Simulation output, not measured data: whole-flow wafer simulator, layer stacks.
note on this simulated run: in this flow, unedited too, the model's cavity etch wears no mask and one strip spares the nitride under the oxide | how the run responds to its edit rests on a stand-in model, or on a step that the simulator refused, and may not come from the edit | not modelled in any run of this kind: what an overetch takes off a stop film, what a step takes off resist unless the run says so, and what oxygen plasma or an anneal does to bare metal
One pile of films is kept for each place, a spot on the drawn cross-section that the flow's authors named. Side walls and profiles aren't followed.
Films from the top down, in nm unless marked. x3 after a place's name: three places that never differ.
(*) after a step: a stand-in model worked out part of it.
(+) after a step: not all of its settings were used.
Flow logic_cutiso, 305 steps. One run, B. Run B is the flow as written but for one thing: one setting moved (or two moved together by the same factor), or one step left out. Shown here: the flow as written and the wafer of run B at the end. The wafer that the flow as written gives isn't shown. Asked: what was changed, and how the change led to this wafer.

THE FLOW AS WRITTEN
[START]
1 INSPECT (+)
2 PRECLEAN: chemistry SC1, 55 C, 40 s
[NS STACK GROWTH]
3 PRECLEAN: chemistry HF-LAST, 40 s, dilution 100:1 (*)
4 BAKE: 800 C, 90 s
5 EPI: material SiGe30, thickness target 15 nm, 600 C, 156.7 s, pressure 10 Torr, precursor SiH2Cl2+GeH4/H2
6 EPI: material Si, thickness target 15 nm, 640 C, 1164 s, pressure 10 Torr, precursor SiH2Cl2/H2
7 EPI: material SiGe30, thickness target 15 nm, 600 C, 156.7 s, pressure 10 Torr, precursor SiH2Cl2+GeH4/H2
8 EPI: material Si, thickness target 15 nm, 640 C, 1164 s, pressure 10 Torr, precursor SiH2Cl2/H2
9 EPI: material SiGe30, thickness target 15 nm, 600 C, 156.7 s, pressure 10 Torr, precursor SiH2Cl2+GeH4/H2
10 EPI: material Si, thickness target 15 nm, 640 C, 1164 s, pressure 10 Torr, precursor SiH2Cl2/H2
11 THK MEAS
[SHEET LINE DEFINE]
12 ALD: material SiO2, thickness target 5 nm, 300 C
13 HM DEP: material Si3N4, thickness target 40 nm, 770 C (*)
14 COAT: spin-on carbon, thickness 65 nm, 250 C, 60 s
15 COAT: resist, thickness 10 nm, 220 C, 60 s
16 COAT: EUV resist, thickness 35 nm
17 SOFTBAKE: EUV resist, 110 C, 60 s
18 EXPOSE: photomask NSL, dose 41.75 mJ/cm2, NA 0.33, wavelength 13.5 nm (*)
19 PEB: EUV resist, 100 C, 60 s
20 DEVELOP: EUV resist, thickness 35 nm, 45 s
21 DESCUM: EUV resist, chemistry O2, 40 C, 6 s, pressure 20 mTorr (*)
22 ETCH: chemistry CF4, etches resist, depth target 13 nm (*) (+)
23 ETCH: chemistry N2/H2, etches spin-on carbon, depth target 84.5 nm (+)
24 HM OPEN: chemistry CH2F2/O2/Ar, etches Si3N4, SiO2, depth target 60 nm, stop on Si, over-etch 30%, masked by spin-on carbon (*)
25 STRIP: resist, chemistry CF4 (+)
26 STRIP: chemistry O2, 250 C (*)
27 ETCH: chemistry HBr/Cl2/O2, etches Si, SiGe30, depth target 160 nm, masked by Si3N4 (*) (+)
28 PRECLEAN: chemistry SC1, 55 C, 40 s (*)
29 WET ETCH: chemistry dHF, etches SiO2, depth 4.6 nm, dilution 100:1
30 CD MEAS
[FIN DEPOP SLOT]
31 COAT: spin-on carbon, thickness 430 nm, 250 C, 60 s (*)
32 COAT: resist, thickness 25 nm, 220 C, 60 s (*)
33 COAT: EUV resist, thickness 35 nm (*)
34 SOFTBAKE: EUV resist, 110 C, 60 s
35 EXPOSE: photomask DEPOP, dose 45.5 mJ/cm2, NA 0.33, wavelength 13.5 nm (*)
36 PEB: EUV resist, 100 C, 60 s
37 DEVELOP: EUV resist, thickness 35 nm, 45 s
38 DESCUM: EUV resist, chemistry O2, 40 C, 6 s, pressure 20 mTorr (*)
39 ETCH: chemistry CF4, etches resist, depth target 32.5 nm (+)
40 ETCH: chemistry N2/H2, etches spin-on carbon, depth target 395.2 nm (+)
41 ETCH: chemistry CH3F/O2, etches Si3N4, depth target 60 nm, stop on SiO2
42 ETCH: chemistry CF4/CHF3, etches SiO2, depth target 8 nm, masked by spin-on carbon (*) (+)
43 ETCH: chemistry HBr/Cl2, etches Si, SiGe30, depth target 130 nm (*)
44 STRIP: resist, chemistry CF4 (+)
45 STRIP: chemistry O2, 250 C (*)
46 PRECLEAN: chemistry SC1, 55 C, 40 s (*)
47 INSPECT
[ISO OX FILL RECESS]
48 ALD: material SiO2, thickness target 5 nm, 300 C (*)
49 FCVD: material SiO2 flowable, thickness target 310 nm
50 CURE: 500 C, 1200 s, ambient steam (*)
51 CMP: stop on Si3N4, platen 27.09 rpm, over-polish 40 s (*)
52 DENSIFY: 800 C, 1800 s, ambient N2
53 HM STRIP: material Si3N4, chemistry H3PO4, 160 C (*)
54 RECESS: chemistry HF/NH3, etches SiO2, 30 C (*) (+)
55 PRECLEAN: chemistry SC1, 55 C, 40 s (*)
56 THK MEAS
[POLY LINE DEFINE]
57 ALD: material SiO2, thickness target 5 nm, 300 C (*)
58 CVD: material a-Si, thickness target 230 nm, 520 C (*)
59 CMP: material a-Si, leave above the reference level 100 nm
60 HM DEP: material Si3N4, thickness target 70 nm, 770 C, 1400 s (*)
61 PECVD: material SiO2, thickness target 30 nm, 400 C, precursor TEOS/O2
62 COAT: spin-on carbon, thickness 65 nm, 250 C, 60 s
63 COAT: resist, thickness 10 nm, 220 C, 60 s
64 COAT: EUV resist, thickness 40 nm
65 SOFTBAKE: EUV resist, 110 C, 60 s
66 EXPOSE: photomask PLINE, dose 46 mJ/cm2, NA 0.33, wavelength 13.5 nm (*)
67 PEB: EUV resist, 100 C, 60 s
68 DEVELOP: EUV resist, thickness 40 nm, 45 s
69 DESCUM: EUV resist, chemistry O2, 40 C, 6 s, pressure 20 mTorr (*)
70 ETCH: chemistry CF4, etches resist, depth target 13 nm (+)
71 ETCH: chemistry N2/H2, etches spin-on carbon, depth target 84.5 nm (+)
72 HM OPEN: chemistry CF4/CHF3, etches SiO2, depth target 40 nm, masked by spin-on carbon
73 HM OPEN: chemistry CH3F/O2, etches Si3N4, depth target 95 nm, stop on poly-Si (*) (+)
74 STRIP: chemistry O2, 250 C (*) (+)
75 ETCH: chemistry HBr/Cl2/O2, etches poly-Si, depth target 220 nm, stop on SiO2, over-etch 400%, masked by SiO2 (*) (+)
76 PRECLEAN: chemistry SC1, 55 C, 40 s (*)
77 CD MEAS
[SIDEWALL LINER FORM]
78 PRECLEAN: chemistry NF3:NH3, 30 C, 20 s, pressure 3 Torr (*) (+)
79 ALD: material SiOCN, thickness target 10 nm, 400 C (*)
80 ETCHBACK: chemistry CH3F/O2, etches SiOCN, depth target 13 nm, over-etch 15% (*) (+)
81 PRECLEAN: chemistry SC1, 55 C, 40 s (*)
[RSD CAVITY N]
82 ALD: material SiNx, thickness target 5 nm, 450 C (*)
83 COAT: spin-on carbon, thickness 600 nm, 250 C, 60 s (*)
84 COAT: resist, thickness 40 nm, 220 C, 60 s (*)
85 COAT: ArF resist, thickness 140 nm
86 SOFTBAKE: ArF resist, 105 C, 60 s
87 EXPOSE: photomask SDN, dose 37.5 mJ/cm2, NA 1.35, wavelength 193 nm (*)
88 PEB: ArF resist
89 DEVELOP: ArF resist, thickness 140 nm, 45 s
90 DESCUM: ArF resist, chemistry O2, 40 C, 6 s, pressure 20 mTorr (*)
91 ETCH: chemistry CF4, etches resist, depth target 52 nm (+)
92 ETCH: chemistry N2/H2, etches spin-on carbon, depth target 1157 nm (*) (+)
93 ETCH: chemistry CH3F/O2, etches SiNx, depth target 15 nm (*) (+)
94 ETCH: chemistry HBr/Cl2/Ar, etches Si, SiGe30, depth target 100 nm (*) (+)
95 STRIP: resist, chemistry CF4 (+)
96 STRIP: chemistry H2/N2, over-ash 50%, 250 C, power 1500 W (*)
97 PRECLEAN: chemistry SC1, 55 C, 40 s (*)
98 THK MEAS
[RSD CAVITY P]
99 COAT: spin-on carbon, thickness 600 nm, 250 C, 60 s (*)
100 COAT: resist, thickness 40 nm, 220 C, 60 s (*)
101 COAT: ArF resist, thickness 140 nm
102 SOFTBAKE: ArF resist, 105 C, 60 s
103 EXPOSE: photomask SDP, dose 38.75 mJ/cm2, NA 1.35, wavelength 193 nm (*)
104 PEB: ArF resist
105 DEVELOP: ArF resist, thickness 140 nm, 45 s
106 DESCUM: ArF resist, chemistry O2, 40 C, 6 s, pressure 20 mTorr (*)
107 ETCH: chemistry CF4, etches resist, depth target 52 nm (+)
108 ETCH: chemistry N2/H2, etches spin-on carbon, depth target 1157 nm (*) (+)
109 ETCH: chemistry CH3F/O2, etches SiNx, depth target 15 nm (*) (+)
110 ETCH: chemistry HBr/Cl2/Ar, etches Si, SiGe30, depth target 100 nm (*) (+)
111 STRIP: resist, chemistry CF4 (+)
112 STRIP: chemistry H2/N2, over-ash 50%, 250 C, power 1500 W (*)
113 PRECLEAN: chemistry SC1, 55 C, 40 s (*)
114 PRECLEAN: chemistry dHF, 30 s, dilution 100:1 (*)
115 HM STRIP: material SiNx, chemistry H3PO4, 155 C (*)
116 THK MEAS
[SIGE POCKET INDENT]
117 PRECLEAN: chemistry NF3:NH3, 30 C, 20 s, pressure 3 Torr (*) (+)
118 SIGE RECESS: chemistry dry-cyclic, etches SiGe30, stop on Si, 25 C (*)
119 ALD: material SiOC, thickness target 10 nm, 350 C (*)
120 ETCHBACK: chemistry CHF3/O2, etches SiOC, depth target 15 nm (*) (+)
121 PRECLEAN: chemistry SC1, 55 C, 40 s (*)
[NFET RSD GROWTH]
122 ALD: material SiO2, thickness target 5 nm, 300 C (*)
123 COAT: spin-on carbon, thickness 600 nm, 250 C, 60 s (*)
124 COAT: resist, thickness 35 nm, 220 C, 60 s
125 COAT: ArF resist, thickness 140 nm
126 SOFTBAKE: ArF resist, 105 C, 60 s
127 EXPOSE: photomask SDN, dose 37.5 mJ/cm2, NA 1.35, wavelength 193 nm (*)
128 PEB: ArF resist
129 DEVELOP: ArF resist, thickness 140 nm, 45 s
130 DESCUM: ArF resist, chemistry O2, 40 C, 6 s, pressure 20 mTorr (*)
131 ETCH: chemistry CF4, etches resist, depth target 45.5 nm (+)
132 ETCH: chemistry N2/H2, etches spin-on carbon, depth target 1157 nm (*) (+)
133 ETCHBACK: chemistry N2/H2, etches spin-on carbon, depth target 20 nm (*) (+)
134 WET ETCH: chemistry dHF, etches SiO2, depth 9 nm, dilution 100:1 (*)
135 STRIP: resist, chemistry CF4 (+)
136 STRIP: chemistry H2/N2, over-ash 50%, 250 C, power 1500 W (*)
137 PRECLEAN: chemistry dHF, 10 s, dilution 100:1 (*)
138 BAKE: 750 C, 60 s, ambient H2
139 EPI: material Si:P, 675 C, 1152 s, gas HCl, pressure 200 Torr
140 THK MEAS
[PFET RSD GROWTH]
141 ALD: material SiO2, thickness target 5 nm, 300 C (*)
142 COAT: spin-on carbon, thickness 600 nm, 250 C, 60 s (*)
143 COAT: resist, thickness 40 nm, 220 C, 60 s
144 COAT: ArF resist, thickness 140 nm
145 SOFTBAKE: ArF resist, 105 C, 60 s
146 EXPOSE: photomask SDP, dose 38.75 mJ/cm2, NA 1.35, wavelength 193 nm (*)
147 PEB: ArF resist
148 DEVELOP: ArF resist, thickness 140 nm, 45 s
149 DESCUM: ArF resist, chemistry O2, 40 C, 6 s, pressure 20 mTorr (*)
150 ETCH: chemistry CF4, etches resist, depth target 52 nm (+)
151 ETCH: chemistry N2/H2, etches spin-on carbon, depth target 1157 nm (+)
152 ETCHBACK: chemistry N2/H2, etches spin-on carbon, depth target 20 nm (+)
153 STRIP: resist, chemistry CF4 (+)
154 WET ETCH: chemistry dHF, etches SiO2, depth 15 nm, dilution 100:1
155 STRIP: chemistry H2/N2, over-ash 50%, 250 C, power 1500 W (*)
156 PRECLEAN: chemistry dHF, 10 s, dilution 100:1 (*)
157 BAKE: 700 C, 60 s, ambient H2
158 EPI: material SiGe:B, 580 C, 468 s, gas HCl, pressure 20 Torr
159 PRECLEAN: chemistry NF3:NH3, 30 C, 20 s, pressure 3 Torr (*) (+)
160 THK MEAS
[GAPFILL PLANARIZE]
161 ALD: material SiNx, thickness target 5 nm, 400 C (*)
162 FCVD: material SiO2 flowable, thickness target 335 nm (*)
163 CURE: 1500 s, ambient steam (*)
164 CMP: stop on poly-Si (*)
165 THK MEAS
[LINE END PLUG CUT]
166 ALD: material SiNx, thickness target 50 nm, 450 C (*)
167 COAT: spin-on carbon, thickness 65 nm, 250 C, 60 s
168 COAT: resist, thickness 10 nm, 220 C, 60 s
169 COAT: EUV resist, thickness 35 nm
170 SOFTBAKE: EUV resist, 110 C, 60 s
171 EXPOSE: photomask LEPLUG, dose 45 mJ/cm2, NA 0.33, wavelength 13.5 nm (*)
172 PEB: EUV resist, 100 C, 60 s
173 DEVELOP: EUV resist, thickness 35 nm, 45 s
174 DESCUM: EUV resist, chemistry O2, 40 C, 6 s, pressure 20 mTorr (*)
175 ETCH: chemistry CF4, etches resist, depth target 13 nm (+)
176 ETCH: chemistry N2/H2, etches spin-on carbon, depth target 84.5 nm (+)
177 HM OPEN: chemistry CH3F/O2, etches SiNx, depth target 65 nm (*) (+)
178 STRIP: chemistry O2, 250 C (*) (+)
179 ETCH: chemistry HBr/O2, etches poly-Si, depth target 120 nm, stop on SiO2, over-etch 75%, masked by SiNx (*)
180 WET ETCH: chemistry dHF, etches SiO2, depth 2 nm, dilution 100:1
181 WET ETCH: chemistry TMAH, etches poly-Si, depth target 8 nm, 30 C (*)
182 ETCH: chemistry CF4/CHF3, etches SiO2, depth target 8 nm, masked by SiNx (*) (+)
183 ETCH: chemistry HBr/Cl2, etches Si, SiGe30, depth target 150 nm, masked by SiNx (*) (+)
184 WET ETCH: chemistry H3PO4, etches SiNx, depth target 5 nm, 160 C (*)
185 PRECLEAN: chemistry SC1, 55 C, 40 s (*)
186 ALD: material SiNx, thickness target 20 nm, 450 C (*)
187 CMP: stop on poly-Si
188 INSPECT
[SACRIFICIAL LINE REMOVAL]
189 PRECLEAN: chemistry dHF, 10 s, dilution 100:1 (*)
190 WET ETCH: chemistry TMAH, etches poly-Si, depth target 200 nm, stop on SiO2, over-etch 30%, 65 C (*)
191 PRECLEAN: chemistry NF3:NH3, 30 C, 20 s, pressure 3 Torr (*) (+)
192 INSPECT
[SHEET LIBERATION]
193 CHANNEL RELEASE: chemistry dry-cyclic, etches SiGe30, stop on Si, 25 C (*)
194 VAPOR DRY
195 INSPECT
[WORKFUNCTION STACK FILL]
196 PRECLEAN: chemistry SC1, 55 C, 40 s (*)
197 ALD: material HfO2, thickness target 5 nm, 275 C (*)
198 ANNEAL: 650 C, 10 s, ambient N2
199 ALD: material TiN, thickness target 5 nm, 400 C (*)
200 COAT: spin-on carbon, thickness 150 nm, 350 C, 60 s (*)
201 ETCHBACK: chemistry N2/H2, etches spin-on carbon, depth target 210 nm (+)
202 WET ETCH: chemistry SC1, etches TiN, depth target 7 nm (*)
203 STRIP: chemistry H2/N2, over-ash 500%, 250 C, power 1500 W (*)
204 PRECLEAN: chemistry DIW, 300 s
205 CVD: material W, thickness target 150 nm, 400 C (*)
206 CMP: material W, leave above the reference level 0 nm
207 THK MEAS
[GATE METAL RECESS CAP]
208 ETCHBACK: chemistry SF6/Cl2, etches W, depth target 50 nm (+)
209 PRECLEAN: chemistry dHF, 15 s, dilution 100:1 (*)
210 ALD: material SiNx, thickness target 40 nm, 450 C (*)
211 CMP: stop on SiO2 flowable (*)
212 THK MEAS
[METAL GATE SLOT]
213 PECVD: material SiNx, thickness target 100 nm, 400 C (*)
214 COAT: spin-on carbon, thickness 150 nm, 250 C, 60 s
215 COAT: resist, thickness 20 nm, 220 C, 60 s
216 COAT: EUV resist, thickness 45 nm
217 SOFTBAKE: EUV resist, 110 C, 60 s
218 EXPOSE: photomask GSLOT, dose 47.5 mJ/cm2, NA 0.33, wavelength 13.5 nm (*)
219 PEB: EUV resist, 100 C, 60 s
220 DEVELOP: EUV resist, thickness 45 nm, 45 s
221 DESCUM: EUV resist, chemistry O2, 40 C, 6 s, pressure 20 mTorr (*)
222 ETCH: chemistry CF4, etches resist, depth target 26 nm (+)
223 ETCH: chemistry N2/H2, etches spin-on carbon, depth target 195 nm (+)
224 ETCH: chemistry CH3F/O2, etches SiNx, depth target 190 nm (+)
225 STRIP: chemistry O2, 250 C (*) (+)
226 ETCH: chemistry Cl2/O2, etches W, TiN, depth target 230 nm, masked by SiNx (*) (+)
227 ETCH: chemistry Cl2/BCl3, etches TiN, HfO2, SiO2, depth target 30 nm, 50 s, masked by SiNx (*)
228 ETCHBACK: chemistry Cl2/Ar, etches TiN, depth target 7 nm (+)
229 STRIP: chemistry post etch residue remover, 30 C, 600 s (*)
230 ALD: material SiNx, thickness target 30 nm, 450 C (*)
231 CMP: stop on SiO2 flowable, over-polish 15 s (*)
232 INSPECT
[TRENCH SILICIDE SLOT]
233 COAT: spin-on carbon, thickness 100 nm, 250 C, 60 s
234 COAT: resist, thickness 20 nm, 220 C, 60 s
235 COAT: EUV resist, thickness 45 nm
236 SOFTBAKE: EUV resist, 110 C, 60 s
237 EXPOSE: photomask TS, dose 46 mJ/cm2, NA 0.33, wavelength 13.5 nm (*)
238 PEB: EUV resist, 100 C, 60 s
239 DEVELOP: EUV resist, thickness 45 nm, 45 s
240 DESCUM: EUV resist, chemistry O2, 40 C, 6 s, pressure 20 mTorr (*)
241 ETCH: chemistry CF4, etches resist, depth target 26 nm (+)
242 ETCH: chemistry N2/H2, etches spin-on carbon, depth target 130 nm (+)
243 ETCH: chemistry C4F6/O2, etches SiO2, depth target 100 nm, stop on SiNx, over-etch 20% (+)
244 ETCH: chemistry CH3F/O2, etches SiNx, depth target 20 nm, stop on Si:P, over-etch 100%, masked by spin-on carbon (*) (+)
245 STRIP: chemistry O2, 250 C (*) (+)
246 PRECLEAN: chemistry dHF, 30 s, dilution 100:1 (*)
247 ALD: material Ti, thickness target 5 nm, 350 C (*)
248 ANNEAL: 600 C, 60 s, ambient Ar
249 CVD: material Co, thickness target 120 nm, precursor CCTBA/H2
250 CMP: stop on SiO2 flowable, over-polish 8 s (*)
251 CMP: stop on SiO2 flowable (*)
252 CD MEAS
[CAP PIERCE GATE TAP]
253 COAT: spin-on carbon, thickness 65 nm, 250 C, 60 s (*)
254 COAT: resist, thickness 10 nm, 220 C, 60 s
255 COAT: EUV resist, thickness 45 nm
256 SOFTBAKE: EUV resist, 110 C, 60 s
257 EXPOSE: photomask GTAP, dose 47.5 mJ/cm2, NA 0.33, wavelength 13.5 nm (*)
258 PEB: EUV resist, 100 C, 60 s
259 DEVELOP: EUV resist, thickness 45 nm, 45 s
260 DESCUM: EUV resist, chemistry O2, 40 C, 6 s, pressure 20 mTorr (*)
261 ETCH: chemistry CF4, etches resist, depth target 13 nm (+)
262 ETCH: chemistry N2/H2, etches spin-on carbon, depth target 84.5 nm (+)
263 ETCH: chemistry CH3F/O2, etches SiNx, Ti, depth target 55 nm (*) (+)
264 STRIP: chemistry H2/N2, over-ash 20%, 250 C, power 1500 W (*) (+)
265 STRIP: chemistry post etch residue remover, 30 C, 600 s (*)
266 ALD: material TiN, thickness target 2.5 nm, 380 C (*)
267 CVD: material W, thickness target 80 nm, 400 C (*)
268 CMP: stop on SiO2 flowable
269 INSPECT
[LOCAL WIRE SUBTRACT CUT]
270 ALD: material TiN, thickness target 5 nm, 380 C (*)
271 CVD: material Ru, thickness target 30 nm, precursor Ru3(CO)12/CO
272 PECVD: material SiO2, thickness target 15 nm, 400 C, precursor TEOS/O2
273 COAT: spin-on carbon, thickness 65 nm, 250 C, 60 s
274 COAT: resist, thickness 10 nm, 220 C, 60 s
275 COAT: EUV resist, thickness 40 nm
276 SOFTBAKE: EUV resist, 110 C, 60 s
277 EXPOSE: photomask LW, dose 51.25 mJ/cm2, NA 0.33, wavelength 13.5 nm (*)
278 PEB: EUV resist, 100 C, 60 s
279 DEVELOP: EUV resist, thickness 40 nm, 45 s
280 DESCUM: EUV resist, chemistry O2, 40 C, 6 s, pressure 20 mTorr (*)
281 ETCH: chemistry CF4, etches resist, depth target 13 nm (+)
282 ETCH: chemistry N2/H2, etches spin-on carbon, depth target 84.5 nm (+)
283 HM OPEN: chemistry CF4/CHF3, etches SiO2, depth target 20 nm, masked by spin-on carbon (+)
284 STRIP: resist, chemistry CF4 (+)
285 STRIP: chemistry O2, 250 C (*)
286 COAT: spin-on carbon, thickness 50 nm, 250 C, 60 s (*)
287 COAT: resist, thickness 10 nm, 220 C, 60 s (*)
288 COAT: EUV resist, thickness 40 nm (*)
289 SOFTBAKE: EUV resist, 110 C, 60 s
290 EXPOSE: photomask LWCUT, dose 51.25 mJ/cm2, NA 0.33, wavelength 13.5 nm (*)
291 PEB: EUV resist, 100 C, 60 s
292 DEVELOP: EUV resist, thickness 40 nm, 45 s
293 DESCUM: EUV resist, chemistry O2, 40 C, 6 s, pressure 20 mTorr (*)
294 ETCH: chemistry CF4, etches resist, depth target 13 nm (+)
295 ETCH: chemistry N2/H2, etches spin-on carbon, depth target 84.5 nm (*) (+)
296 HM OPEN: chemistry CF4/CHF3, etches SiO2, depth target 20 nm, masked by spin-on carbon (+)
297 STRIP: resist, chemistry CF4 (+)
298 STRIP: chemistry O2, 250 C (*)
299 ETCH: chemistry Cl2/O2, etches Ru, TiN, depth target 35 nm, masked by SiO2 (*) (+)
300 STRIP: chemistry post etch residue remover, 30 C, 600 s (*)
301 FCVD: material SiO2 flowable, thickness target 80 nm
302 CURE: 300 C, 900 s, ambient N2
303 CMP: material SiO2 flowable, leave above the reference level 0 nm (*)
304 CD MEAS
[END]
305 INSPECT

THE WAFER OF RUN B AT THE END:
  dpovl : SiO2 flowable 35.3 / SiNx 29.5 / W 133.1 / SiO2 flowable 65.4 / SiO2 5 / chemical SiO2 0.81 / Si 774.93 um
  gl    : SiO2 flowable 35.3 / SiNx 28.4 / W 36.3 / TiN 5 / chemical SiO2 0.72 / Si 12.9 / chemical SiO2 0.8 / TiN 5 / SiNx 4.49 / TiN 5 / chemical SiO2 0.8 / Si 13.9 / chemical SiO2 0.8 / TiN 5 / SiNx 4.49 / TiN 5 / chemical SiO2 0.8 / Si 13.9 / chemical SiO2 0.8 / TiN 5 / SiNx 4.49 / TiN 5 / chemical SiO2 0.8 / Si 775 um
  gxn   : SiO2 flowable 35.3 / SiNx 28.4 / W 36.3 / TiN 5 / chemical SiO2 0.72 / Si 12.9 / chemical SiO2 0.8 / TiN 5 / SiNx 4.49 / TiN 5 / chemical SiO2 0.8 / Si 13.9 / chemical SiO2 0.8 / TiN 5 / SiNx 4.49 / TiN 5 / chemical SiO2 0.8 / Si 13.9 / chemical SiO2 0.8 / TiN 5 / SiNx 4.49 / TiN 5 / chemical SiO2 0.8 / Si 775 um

The cause: step 197, ALD: material HfO2, thickness target 5 nm, 275 C (*), was left out.

How the change led to this, step by step:
  198 ANNEAL: 650 C, 10 s, ambient N2
      iso: SiO2 flowable -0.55 (as written it would be: nothing)
  199 ALD: material TiN, thickness target 5 nm, 400 C (*)
      gl, glp, tap: TiN +5 (new film), TiN +5 (new film), cavity -10, TiN +5 (new film), TiN +5 (new film), cavity -10, TiN +5 (new film), TiN +5 (new film), cavity -10, TiN +5 (new film) (as written it would be: TiN +5.26 (new film), TiN +4.49 (new film), cavity -4.49 (all of it), TiN +4.49 (new film), cavity -4.49 (all of it), TiN +4.49 (new film), cavity -4.49 (all of it))
      gxn, gxp, ns: TiN +5 (new film), TiN +5 (new film), cavity -10, TiN +5 (new film), TiN +5 (new film), cavity -10, TiN +5 (new film), TiN +5 (new film), cavity -10, TiN +5 (new film) (as written it would be: TiN +5 (new film), TiN +4.49 (new film), cavity -4.49 (all of it), TiN +4.49 (new film), cavity -4.49 (all of it), TiN +4.49 (new film), cavity -4.49 (all of it))
      (and at 2 more places)
  200 COAT: spin-on carbon, thickness 150 nm, 350 C, 60 s (*)
      gl, glp: spin-on carbon +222 (new film) (as written it would be: spin-on carbon +236.9 (new film))
      gxn, gxp: spin-on carbon +221.4 (new film) (as written it would be: spin-on carbon +236.9 (new film))
      (and at 18 more places)
  201 ETCHBACK: chemistry N2/H2, etches spin-on carbon, depth target 210 nm (+)
      lnr, lnrp: spin-on carbon -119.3 (all of it) (as written it would be: spin-on carbon -133.9 (all of it))
      rsdn, rsdw: spin-on carbon -131 (all of it) (as written it would be: spin-on carbon -145.8 (all of it))
      (and at 11 more places)
  202 WET ETCH: chemistry SC1, etches TiN, depth target 7 nm (*)
      ns: TiN -5 (all of it), TiN -5 (all of it), cavity +10, TiN -5 (all of it), TiN -5 (all of it), cavity +10, TiN -5 (all of it), TiN -5 (all of it), cavity +10, TiN -5 (all of it) (as written it would be: TiN -5 (all of it))
  203 STRIP: chemistry H2/N2, over-ash 500%, 250 C, power 1500 W (*)
      gl, glp: spin-on carbon -11.8 (all of it) (as written it would be: spin-on carbon -26.7 (all of it))
      gfld: spin-on carbon -102.6 (all of it) (as written it would be: spin-on carbon -115.7 (all of it))
      (and at 4 more places)
  206 CMP: material W, leave above the reference level 0 nm
      lnr, lnri, lnrp, lnrt: W -150 (all of it), SiOCN -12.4 (as written it would be: W -150 (all of it), HfO2 -5 (all of it), SiOCN -12.2)
      rsdn, rsdp, rsdw, rsdx: W -162.4 (all of it) (as written it would be: W -162.2 (all of it), HfO2 -5 (all of it))
      (and at 14 more places)
  209 PRECLEAN: chemistry dHF, 15 s, dilution 100:1 (*)
      ns: under 3 films: chemical SiO2 -0.8 (all of it), cavity +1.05, chemical SiO2 -0.8 (all of it), chemical SiO2 -0.8 (all of it), cavity +1.05, chemical SiO2 -0.8 (all of it), chemical SiO2 -0.8 (all of it), cavity +1.05, chemical SiO2 -0.8 (all of it) (as written it would be: nothing)
  210 ALD: material SiNx, thickness target 40 nm, 450 C (*)
      gl, glp, gxn, gxp, tap: SiNx +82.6 (new film), SiNx +4.49 (new film), cavity -4.49 (all of it), SiNx +4.49 (new film), cavity -4.49 (all of it), SiNx +4.49 (new film), cavity -4.49 (all of it) (as written it would be: SiNx +82.6 (new film))
      ns: SiNx +40 (new film), SiNx +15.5 (new film), cavity -15.5 (all of it), SiNx +15.5 (new film), cavity -15.5 (all of it), SiNx +15.5 (new film), cavity -15.5 (all of it) (as written it would be: SiNx +40 (new film))
  211 CMP: stop on SiO2 flowable (*)
      ns: nothing (as written it would be: SiNx -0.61)
  226 ETCH: chemistry Cl2/O2, etches W, TiN, depth target 230 nm, masked by SiNx (*) (+)
      gfld: W -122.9 (all of it), TiN -5 (all of it), SiO2 flowable -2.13 (as written it would be: W -115.4 (all of it), TiN -7.64 (all of it), HfO2 -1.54)
      depop, dpovl, gl and 18 more: SiNx -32 (as written it would be: SiNx -30.8)
  227 ETCH: chemistry Cl2/BCl3, etches TiN, HfO2, SiO2, depth target 30 nm, 50 s, masked by SiNx (*)
      gfld: SiO2 flowable -30 (as written it would be: HfO2 -3.46 (all of it), SiO2 flowable -26.5)
  231 CMP: stop on SiO2 flowable, over-polish 15 s (*)
      ns: SiNx -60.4 (as written it would be: SiNx -62.7)
Counting metal films that touch as one body, gl has 7 bodies (between them, from the top down: chemical SiO2 0.72 / Si 12.9 / chemical SiO2 0.8; SiNx 4.49; chemical SiO2 0.8 / Si 13.9 / chemical SiO2 0.8; SiNx 4.49; chemical SiO2 0.8 / Si 13.9 / chemical SiO2 0.8; SiNx 4.49); the flow as written gives 4 bodies (between them, from the top down: HfO2 5 / chemical SiO2 0.72 / Si 12.9 / chemical SiO2 0.8 / HfO2 5; HfO2 5 / chemical SiO2 0.8 / Si 13.9 / chemical SiO2 0.8 / HfO2 5; HfO2 5 / chemical SiO2 0.8 / Si 13.9 / chemical SiO2 0.8 / HfO2 5).
Counting metal films that touch as one body, gxn has 7 bodies (between them, from the top down: chemical SiO2 0.72 / Si 12.9 / chemical SiO2 0.8; SiNx 4.49; chemical SiO2 0.8 / Si 13.9 / chemical SiO2 0.8; SiNx 4.49; chemical SiO2 0.8 / Si 13.9 / chemical SiO2 0.8; SiNx 4.49); the flow as written gives 4 bodies (between them, from the top down: HfO2 5 / chemical SiO2 0.72 / Si 12.9 / chemical SiO2 0.8 / HfO2 5; HfO2 5 / chemical SiO2 0.8 / Si 13.9 / chemical SiO2 0.8 / HfO2 5; HfO2 5 / chemical SiO2 0.8 / Si 13.9 / chemical SiO2 0.8 / HfO2 5).
